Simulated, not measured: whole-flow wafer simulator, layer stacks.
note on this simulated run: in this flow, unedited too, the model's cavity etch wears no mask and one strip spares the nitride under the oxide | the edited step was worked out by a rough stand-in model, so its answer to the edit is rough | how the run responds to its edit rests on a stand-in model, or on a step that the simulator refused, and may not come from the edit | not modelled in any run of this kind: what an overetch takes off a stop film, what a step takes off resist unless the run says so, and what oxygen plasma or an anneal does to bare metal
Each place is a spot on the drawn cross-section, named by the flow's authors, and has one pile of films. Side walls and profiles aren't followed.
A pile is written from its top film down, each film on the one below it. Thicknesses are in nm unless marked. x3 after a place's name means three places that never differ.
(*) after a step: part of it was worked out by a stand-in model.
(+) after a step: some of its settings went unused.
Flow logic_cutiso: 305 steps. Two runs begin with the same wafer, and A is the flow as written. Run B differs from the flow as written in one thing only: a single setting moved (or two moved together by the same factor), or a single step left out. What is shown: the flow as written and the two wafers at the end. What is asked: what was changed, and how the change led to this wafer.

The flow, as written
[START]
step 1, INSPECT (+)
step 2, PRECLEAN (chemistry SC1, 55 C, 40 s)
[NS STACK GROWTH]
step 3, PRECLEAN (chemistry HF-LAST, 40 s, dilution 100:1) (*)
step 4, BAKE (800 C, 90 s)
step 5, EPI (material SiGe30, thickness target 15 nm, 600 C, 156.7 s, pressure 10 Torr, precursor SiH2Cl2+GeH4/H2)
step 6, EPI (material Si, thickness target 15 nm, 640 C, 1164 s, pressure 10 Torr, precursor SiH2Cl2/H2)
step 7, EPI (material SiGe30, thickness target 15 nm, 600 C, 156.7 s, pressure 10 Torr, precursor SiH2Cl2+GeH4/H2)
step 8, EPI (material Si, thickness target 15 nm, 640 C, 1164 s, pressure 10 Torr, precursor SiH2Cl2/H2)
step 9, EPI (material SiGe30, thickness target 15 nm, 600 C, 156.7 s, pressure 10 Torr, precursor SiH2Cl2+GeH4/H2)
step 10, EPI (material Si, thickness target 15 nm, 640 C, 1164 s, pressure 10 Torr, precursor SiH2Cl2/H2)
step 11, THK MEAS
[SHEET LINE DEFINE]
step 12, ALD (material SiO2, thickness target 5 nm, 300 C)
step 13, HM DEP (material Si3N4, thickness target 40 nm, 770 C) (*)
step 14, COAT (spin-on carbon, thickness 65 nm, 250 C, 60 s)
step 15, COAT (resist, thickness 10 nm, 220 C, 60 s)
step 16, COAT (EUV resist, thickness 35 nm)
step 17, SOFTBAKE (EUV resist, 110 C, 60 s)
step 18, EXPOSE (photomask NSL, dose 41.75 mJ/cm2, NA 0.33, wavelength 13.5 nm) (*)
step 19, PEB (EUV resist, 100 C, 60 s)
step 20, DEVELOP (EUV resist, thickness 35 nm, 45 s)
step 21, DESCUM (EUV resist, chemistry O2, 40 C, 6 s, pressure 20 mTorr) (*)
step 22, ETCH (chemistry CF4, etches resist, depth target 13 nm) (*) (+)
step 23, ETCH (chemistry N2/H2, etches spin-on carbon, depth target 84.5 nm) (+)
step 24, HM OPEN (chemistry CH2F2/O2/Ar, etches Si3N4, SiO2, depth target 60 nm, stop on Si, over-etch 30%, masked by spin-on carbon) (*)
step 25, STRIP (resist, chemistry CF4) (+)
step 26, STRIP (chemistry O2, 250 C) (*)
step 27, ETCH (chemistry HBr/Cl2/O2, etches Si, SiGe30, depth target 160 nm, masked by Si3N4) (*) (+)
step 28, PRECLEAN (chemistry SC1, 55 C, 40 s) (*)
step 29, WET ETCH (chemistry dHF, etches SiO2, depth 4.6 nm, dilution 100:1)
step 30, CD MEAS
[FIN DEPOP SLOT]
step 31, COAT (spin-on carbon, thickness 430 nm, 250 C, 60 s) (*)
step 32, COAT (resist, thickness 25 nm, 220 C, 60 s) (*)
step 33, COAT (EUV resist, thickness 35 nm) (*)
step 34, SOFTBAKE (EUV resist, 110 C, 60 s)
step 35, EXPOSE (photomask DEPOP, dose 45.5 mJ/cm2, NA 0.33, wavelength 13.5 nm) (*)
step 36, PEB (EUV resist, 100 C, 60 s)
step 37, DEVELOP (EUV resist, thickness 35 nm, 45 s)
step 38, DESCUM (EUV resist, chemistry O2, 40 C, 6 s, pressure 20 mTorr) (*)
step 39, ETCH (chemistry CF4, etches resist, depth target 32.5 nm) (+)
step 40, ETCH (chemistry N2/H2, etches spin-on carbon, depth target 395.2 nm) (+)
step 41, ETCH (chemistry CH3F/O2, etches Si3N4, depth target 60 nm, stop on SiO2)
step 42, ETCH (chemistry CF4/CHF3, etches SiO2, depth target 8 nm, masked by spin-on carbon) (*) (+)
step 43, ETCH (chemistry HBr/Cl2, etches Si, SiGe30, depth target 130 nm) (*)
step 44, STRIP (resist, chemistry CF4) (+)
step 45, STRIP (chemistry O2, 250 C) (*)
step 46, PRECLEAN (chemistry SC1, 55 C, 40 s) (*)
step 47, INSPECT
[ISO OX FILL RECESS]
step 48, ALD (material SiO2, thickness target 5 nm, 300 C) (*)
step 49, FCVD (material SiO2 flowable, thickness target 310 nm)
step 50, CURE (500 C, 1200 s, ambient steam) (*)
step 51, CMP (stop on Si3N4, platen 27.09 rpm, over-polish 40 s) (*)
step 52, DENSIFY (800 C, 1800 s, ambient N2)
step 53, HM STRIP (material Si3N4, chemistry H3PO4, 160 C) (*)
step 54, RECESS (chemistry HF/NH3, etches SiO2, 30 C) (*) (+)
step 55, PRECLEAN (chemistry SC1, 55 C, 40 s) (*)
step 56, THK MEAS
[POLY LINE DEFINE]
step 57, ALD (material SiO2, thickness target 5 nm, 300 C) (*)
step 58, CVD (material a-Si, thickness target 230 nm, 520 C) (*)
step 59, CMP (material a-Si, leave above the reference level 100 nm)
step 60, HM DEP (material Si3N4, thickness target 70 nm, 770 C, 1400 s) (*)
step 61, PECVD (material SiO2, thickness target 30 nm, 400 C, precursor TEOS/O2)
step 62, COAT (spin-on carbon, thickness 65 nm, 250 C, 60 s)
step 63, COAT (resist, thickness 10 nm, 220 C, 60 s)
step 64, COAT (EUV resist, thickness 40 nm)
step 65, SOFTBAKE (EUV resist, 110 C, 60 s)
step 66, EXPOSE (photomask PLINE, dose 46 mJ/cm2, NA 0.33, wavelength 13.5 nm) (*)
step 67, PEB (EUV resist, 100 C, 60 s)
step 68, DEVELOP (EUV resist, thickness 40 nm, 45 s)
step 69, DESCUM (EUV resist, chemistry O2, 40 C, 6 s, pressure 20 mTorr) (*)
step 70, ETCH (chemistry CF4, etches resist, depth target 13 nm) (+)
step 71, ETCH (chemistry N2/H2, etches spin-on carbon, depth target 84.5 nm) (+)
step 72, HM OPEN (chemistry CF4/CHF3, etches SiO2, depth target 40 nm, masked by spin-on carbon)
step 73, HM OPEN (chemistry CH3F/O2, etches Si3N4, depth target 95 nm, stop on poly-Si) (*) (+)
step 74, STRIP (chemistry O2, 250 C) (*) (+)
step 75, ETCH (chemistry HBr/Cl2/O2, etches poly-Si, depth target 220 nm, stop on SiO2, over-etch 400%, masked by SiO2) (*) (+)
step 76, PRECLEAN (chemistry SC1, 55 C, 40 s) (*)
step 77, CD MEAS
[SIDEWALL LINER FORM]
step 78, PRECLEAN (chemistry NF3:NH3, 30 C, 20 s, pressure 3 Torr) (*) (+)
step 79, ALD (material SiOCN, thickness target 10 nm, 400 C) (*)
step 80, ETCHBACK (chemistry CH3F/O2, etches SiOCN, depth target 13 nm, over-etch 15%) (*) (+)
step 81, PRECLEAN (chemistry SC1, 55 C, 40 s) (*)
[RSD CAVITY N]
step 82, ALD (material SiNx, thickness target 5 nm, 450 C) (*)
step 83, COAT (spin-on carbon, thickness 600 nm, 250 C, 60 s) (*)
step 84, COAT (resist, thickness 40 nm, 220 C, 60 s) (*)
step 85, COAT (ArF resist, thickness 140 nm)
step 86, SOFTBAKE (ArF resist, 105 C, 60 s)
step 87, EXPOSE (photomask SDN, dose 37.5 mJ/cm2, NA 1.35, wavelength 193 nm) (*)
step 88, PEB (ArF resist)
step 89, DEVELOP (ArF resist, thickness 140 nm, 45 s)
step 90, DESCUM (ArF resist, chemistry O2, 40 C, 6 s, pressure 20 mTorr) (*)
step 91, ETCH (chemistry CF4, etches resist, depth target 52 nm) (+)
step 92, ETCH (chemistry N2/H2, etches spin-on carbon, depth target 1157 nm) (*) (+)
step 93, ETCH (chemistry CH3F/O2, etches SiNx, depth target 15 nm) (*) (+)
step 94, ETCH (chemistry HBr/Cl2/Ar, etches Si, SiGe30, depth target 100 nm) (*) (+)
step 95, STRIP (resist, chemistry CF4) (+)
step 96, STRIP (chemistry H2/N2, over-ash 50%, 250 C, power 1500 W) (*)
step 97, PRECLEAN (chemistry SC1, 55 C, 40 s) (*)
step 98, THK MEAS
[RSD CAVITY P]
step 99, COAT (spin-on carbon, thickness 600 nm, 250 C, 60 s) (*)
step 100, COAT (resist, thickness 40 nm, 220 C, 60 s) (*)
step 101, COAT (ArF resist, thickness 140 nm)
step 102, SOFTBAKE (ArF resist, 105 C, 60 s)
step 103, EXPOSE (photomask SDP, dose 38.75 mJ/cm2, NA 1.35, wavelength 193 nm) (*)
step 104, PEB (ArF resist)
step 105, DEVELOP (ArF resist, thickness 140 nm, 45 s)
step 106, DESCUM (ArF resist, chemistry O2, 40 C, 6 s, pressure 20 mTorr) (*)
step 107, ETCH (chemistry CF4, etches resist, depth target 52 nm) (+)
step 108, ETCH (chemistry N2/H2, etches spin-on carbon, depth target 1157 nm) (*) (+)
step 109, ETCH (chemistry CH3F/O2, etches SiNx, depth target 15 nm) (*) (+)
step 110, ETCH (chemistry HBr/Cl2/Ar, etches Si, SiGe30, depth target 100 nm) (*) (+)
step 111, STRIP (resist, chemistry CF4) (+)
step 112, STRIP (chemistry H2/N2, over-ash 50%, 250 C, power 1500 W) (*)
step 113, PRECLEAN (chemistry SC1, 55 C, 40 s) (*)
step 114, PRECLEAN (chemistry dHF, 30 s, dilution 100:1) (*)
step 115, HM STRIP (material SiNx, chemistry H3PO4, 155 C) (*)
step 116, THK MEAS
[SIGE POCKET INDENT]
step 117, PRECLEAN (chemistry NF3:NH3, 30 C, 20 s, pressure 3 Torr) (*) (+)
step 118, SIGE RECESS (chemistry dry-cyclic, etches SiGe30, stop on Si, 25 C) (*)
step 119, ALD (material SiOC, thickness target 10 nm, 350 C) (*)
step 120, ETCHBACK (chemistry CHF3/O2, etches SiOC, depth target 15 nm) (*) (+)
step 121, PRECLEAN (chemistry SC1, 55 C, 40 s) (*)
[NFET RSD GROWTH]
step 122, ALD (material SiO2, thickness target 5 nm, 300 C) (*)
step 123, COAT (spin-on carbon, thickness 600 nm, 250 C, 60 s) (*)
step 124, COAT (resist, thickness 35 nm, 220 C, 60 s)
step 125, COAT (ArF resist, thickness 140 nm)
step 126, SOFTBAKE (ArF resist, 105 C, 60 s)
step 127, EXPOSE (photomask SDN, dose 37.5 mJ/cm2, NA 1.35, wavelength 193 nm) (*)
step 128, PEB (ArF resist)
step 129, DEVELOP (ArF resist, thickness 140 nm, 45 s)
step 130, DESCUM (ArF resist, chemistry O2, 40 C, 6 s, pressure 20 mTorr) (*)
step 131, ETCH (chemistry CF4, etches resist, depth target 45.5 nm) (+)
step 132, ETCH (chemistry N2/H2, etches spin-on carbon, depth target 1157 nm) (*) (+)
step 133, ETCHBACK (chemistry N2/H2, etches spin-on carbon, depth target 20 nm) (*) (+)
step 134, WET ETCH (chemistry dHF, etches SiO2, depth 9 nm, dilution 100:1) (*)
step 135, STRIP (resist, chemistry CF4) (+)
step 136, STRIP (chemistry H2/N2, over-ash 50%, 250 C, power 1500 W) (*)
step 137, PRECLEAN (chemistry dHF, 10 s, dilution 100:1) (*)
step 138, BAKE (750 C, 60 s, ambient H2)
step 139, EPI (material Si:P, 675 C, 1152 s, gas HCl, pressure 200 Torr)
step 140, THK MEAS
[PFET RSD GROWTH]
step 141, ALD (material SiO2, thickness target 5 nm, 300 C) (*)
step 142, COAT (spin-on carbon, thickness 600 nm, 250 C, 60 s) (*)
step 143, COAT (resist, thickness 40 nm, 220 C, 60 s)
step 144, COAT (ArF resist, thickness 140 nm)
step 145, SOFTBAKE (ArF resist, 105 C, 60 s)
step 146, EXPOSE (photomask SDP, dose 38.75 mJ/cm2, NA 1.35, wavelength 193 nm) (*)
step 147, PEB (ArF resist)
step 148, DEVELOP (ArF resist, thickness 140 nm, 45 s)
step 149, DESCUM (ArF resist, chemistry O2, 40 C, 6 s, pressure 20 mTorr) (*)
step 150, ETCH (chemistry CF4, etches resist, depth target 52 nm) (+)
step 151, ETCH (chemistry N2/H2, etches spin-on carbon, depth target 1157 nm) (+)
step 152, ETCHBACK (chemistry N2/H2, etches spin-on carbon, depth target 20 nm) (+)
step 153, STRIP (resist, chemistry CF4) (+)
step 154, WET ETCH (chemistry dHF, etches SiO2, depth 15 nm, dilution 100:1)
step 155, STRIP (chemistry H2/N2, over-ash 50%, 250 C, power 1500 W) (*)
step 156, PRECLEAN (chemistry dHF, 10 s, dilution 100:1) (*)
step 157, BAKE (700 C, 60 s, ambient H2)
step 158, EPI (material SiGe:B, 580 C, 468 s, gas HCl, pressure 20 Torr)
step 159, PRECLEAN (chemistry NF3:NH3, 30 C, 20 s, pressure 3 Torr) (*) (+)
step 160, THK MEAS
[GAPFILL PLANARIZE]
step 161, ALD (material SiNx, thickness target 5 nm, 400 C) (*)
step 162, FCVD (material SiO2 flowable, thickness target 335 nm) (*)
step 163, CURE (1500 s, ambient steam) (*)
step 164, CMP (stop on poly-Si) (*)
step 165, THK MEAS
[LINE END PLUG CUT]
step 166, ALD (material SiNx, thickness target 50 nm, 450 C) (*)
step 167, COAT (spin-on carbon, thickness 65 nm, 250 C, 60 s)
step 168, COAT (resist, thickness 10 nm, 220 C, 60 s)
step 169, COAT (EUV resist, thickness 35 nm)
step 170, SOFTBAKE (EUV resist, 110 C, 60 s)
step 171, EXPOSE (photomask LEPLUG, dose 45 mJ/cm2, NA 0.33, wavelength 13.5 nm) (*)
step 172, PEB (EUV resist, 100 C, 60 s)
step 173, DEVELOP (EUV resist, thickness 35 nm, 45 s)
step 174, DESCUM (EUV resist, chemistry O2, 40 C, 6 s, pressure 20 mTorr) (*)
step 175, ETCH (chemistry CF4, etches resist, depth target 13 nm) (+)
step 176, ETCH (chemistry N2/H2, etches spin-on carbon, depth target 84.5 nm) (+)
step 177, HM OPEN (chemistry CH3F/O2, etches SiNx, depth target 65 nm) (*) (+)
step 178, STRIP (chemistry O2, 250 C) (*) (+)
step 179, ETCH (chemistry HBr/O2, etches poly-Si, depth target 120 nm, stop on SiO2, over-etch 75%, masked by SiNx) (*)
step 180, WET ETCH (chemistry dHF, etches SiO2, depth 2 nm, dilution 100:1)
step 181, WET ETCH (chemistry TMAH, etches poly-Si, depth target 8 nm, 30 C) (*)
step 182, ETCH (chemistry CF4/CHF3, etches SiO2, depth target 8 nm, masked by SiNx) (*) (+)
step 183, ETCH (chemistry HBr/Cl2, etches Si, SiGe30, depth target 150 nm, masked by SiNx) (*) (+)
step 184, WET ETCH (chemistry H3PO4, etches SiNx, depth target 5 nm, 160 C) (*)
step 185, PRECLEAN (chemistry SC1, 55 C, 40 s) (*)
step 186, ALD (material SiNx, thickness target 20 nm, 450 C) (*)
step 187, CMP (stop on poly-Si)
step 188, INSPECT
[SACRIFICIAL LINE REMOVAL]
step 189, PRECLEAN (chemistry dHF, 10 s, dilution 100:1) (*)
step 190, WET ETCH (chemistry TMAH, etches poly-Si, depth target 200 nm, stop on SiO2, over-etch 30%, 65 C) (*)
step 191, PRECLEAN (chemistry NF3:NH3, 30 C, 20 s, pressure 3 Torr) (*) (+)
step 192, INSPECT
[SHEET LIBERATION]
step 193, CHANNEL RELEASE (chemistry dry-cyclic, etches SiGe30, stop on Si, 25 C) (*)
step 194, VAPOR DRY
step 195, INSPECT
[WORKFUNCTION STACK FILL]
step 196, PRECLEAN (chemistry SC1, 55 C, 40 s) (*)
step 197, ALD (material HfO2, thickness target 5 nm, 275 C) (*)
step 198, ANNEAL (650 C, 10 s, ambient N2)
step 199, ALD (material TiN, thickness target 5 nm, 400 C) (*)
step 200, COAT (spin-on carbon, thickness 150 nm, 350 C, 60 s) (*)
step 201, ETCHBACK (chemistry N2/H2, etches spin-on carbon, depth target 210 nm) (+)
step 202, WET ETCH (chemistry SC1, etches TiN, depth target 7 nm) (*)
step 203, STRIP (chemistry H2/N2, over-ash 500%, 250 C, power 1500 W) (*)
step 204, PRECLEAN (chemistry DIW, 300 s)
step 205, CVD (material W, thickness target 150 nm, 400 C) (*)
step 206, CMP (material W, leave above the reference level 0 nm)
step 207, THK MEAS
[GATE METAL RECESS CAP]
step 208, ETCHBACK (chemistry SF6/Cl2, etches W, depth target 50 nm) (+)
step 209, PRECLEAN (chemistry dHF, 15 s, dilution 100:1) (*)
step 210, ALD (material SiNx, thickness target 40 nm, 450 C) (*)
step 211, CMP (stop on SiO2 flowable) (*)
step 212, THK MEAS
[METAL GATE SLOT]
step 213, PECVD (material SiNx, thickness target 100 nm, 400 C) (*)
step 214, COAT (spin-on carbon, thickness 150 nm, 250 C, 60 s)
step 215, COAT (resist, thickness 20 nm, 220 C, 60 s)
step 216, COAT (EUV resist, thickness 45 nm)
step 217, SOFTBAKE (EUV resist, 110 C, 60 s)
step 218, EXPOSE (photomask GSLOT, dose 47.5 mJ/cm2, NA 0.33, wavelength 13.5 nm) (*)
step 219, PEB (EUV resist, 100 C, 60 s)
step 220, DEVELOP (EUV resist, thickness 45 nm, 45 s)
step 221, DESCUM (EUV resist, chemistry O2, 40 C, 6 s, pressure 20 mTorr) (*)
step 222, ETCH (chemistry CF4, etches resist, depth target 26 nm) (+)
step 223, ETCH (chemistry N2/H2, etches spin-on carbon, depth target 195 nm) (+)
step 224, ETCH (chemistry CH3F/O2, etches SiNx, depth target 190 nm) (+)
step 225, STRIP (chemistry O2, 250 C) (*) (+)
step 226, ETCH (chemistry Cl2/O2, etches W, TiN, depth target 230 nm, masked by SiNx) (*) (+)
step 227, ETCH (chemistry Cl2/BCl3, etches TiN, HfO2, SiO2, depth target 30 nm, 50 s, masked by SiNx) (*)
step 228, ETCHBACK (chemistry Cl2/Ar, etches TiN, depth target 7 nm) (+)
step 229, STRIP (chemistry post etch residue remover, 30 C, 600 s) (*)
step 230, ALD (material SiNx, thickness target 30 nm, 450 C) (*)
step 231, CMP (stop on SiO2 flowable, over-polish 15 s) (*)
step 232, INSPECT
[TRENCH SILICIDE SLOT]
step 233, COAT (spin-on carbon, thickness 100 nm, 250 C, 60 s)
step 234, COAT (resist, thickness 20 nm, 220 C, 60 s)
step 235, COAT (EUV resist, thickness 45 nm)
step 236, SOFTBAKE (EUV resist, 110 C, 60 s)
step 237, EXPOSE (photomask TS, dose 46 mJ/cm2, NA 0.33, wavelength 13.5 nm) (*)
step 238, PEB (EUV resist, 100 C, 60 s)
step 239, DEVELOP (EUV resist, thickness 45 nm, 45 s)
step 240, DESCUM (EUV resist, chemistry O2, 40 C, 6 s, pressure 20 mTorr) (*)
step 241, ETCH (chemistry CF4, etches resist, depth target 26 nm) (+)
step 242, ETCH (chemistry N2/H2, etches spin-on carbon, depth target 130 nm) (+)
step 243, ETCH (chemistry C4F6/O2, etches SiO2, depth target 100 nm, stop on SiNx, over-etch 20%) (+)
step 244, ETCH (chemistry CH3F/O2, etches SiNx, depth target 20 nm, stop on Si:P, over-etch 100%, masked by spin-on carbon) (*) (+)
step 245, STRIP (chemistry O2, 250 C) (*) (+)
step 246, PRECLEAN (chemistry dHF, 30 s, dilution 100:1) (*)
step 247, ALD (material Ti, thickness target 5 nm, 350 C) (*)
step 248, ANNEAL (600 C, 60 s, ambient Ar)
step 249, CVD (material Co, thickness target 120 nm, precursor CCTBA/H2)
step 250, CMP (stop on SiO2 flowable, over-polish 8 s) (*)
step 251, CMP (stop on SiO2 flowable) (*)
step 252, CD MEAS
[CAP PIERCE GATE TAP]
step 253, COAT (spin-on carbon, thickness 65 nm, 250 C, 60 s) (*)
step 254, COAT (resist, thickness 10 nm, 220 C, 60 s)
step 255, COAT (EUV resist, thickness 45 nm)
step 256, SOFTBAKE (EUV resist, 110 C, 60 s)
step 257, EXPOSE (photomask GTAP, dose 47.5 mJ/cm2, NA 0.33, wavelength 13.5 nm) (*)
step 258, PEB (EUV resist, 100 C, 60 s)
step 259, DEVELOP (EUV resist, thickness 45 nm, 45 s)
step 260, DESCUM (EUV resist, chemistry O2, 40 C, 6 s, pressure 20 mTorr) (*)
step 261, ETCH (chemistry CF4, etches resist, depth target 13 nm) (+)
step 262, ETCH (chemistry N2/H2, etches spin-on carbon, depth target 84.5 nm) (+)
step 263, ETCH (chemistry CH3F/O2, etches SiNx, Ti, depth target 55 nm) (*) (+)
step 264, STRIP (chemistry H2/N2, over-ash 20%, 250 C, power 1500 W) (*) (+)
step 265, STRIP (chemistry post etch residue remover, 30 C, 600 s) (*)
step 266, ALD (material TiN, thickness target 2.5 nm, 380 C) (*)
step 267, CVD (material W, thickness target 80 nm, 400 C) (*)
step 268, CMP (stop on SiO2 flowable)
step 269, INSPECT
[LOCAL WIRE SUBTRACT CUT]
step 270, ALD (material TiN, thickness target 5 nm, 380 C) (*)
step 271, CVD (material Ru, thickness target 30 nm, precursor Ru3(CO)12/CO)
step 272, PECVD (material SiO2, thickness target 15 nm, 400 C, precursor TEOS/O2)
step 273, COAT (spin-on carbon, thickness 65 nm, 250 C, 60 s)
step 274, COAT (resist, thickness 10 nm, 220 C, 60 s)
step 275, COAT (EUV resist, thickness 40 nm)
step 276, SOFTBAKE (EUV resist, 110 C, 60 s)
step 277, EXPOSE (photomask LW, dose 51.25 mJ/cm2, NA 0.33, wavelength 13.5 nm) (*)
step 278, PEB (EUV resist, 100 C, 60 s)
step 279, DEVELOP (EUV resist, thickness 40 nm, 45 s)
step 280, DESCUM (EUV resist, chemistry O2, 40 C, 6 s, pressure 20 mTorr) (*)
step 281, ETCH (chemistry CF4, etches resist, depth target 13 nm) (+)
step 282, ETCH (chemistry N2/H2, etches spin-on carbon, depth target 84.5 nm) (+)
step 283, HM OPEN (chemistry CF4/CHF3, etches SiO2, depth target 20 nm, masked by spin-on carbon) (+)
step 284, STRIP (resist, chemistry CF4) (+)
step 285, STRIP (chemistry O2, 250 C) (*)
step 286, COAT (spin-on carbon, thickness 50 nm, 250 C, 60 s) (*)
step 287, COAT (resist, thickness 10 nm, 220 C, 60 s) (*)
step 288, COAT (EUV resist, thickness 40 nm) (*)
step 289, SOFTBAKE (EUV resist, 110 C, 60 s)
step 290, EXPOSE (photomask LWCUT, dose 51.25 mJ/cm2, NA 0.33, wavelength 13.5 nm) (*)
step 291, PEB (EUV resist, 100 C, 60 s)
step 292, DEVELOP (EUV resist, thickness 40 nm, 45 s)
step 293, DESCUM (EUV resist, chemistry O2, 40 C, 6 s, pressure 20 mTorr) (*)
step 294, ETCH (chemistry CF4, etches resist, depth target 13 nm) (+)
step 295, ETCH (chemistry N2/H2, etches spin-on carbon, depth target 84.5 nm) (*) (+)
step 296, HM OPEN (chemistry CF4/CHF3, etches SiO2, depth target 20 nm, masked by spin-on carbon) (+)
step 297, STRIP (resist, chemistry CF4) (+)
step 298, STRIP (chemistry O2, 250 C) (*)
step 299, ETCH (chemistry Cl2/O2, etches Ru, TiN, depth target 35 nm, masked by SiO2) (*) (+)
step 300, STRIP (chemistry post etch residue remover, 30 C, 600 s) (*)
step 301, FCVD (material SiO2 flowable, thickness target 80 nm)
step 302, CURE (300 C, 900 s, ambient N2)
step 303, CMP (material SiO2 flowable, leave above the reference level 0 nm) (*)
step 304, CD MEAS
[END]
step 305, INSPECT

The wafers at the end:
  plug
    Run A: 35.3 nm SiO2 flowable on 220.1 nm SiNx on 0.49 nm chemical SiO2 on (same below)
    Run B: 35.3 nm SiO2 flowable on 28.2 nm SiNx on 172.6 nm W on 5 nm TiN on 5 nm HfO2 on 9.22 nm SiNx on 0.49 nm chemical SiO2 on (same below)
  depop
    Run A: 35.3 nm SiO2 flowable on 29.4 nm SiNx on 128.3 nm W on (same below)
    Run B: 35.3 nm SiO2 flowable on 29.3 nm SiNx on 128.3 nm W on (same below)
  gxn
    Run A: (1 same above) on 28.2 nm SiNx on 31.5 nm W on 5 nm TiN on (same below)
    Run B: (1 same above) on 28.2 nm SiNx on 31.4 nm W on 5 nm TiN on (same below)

What caused this: step 186, ALD: thickness target 11 nm was run, whereas the flow has thickness target 20 nm.

How this came from the change, step by step:
  step 186, ALD (material SiNx, thickness target 20 nm, 450 C) (*)
      depop, dpovl, gfld and 18 more: A +20 SiNx | B +11 SiNx
      plug: A +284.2 SiNx (new film) | B +11 SiNx (new film)
  step 187, CMP (stop on poly-Si)
      plug: A -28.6 SiNx | B nothing
      depop, dpovl, gfld and 18 more: A -28.6 SiNx (all of it) | B -19.6 SiNx (all of it)
  step 200, COAT (spin-on carbon, thickness 150 nm, 350 C, 60 s) (*)
      lnr, lnrp: A +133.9 spin-on carbon (new film) | B +129.8 spin-on carbon (new film)
      iso: A +145.4 spin-on carbon (new film) | B +142 spin-on carbon (new film)
      (and at 7 other places as well)
  step 201, ETCHBACK (chemistry N2/H2, etches spin-on carbon, depth target 210 nm) (+)
      plug: A -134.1 spin-on carbon (all of it) | B -210 spin-on carbon
      lnr, lnrp: A -133.9 spin-on carbon (all of it) | B -129.8 spin-on carbon (all of it)
      (and at 7 other places as well)
  step 202, WET ETCH (chemistry SC1, etches TiN, depth target 7 nm) (*)
      plug: A -5 TiN (all of it) | B -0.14 spin-on carbon
  step 203, STRIP (chemistry H2/N2, over-ash 500%, 250 C, power 1500 W) (*)
      plug: A nothing | B -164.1 spin-on carbon (all of it)
      gxn, gxp: A -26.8 spin-on carbon (all of it) | B -23.3 spin-on carbon (all of it)
      (and at 5 other places as well)
  step 205, CVD (material W, thickness target 150 nm, 400 C) (*)
      plug: A +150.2 W (new film) | B +389.8 W (new film)
  step 206, CMP (material W, leave above the reference level 0 nm)
      plug: A -150.2 W (all of it), -5 HfO2 (all of it), -12 SiNx | B -167.2 W
  step 208, ETCHBACK (chemistry SF6/Cl2, etches W, depth target 50 nm) (+)
      plug: A -12.5 SiNx | B -50 W
  step 210, ALD (material SiNx, thickness target 40 nm, 450 C) (*)
      plug: A +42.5 SiNx | B +82.6 SiNx (new film)
  step 211, CMP (stop on SiO2 flowable) (*)
      plug: A -40.3 SiNx | B -43.2 SiNx
With metal films that touch counted as one body, plug has 1 body; the flow as written gives 0 bodies.
